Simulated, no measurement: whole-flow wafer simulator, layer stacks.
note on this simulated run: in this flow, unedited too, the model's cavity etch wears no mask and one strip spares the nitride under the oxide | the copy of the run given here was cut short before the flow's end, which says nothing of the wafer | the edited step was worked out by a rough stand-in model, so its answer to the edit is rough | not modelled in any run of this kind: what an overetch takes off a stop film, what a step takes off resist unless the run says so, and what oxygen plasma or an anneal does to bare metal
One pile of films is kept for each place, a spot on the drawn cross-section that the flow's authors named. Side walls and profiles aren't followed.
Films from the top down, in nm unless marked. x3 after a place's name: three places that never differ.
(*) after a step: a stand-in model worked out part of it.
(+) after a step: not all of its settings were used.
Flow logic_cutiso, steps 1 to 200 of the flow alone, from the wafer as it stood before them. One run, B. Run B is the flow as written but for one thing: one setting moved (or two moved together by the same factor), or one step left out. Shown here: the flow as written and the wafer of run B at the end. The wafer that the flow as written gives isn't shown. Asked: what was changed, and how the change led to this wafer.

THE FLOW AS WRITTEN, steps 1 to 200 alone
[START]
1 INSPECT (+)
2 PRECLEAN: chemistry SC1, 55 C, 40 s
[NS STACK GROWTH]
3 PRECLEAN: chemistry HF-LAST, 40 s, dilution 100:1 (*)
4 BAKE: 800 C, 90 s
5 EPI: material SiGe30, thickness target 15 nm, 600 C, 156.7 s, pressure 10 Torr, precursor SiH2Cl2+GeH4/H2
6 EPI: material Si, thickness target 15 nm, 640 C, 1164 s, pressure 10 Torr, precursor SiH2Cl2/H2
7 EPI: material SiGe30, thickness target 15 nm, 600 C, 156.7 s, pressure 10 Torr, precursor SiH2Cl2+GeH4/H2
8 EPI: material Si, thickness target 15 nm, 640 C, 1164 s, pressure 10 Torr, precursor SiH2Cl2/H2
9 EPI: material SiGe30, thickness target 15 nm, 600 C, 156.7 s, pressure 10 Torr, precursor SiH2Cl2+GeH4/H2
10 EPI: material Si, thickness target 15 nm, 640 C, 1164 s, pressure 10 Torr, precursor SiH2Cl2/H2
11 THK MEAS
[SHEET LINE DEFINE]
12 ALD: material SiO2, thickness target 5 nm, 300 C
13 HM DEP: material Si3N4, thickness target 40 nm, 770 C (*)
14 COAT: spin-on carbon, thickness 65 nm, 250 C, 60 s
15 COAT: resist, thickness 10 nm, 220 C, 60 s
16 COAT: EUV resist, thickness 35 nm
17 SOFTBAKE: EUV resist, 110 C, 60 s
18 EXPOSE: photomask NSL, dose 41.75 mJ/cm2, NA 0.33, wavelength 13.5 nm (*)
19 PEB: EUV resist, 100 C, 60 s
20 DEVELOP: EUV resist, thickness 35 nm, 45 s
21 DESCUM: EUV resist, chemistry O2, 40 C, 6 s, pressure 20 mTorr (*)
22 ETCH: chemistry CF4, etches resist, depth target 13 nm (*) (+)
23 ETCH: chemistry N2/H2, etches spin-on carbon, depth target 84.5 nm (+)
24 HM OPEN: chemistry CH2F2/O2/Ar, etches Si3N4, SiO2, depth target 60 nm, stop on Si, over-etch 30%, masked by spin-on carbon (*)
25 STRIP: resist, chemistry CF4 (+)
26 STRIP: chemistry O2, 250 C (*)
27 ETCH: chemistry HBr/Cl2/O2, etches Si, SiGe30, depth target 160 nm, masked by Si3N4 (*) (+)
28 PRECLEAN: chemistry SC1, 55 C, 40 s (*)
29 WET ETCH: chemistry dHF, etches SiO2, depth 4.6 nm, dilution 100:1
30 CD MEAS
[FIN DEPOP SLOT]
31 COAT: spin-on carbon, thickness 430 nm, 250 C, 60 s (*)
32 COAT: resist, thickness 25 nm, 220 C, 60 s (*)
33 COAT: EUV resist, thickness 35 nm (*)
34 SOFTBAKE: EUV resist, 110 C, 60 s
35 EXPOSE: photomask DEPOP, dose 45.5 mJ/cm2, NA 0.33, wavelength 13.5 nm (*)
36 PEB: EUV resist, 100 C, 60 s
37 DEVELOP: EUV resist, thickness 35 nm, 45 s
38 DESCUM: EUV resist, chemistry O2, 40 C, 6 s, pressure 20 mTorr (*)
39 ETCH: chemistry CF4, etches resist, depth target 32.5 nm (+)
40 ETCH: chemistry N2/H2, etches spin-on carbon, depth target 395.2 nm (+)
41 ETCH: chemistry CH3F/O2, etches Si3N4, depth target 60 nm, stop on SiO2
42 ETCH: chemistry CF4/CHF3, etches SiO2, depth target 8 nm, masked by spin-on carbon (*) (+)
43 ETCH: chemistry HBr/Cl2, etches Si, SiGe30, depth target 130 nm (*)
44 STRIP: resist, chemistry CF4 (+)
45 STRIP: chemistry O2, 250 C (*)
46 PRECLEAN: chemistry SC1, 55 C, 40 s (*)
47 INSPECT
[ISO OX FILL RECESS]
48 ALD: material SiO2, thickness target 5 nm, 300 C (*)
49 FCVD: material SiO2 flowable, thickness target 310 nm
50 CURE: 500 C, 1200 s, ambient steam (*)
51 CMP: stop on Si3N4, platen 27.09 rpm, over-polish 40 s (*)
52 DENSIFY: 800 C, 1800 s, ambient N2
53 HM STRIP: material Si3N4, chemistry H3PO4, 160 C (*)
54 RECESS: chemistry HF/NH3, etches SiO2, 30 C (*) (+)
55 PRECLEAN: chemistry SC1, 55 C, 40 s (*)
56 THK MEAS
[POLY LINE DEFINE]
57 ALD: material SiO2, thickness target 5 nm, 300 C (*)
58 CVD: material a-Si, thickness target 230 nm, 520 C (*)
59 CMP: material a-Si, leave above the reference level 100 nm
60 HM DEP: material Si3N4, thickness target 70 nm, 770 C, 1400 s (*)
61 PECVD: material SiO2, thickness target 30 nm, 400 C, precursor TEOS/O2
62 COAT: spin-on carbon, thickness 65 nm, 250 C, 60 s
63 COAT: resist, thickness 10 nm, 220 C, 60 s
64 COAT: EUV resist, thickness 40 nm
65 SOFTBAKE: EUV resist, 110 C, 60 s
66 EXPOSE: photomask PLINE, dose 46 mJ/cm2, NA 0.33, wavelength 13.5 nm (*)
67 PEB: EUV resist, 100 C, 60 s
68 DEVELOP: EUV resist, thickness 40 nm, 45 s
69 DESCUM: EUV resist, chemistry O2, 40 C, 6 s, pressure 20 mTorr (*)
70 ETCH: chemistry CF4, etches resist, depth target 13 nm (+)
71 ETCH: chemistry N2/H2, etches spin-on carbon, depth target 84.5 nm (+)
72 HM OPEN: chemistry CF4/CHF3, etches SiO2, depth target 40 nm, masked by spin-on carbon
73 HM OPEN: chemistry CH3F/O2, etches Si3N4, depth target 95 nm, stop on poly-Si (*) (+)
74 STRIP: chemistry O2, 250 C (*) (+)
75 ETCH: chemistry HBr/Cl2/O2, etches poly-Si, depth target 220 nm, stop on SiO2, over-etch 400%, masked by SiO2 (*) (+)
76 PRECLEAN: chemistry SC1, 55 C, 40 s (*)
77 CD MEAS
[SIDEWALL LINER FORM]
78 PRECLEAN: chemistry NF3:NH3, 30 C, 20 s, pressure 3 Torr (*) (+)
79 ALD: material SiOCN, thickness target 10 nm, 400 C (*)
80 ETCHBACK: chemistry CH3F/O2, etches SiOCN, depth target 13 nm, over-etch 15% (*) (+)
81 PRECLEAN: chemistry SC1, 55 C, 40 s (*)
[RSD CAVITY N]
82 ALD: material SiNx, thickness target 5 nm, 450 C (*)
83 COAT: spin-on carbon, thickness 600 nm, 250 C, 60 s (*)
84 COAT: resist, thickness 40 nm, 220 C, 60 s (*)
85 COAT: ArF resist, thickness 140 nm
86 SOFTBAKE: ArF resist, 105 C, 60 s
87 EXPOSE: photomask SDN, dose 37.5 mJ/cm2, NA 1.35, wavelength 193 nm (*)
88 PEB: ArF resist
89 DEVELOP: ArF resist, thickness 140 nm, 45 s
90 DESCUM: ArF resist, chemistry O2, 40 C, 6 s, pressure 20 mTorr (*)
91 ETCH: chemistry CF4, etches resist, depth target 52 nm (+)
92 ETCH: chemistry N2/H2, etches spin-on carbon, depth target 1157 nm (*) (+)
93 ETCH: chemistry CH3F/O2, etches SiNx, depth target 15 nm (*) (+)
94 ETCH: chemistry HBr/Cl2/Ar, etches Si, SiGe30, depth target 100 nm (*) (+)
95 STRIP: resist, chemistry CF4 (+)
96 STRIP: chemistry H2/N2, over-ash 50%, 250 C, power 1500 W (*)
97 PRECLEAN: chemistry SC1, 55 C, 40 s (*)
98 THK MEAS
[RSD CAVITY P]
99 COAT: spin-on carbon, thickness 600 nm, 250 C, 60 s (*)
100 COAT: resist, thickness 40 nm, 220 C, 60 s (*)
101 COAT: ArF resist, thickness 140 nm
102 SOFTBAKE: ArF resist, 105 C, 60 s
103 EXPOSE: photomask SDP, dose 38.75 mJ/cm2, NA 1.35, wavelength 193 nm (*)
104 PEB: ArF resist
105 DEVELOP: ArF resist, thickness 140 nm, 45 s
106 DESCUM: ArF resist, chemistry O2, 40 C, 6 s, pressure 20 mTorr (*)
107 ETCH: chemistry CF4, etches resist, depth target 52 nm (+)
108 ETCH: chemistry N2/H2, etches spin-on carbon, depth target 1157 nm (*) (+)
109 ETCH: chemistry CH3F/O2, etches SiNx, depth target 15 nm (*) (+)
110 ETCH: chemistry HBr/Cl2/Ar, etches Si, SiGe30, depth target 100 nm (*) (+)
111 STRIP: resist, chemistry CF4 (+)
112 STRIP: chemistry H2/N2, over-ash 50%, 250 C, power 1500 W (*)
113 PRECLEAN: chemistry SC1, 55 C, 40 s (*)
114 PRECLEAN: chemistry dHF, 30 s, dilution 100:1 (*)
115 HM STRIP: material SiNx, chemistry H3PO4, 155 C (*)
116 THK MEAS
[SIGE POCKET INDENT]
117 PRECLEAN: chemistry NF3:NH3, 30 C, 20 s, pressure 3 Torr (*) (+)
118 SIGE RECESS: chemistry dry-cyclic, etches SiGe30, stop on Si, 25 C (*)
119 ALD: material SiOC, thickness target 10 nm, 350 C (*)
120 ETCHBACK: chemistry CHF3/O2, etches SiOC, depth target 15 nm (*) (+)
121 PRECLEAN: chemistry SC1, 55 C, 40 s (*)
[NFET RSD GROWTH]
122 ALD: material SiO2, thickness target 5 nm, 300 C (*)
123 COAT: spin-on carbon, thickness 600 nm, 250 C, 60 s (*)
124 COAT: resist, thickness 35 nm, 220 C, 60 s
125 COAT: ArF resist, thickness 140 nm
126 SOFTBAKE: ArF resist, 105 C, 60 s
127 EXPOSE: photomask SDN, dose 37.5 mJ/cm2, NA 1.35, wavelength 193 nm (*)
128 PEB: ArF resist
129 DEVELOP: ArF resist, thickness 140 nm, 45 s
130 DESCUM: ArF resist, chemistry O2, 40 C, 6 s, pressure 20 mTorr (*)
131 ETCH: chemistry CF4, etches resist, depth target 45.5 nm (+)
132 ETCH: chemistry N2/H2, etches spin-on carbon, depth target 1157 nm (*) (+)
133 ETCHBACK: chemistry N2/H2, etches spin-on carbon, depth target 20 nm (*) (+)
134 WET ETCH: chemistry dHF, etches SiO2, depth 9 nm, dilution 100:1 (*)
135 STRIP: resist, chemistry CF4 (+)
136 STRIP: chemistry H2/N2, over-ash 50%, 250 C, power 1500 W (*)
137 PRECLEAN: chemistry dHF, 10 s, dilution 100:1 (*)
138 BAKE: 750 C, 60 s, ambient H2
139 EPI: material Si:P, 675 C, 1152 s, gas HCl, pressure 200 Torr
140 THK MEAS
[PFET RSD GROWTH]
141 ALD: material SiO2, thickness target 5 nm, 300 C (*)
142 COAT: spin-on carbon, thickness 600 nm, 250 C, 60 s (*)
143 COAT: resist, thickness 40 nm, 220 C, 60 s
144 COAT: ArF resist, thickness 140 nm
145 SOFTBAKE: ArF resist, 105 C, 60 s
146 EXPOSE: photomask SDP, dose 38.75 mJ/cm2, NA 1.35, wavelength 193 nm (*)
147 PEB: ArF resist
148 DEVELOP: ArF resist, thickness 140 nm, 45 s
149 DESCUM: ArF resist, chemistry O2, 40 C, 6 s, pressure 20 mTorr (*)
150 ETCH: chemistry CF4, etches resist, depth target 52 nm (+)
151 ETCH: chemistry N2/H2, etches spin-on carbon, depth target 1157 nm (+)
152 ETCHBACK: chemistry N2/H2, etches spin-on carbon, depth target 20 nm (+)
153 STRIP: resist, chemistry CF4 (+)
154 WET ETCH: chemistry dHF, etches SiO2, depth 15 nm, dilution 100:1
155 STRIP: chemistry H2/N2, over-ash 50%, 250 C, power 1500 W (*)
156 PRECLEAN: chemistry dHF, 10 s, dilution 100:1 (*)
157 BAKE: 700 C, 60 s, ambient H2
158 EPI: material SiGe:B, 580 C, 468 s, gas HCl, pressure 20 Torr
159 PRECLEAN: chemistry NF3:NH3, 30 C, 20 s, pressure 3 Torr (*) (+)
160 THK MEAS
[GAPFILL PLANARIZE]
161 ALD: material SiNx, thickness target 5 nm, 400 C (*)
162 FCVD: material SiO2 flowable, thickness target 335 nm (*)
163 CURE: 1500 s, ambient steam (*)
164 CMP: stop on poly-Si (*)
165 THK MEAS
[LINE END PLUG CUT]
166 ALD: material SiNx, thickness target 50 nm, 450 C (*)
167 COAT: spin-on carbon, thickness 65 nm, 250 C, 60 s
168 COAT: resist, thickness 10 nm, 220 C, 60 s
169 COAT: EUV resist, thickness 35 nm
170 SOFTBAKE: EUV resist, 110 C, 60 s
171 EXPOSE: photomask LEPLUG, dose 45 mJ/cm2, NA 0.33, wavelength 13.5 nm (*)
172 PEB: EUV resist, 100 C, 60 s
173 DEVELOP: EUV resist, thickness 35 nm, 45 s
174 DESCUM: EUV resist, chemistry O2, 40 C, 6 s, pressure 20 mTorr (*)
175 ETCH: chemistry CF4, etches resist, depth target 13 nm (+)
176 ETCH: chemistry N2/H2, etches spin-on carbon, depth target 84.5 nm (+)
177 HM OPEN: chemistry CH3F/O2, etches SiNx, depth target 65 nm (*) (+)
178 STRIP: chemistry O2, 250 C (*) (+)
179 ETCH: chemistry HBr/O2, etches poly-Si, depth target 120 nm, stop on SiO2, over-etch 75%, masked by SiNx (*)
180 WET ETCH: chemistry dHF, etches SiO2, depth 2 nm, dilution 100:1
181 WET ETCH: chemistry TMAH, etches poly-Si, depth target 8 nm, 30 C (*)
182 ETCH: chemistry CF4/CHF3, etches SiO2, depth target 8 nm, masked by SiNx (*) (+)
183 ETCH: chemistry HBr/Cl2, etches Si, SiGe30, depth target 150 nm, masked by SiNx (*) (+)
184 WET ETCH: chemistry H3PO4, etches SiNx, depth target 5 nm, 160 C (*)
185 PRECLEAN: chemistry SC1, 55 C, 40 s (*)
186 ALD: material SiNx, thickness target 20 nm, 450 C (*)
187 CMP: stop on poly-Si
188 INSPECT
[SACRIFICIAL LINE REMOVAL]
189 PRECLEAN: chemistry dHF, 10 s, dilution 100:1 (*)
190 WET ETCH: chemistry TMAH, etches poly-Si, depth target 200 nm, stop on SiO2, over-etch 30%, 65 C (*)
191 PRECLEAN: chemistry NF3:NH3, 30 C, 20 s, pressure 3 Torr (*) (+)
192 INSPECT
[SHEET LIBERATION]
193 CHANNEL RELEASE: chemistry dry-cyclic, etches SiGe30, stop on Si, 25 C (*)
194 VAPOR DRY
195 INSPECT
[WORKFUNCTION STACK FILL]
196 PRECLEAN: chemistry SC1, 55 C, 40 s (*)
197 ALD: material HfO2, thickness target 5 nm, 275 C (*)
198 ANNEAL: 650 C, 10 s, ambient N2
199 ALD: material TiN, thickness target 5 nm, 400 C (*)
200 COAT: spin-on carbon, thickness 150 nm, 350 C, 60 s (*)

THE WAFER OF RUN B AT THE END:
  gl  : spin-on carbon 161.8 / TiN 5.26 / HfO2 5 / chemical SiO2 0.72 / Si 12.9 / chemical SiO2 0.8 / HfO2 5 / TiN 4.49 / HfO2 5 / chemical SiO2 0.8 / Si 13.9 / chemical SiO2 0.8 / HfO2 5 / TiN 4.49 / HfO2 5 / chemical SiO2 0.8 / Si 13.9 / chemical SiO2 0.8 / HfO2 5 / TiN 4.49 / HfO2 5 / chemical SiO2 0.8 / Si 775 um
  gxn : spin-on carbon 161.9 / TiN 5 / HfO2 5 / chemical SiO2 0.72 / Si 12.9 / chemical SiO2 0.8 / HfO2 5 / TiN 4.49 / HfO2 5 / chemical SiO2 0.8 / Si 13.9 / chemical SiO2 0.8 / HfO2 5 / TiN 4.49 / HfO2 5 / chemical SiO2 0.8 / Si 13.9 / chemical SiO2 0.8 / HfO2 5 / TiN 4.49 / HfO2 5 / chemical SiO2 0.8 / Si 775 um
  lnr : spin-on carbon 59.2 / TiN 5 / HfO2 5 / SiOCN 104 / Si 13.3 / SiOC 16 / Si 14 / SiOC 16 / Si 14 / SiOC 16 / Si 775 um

The cause: step 200, COAT: thickness 75 nm was run, where the flow has thickness 150 nm.

How the change led to this, step by step:
  200 COAT: spin-on carbon, thickness 150 nm, 350 C, 60 s (*)
      gl, glp: spin-on carbon +161.8 (new film) (as written it would be: spin-on carbon +236.9 (new film))
      gxn, gxp: spin-on carbon +161.9 (new film) (as written it would be: spin-on carbon +236.9 (new film))
      (and at 18 more places)
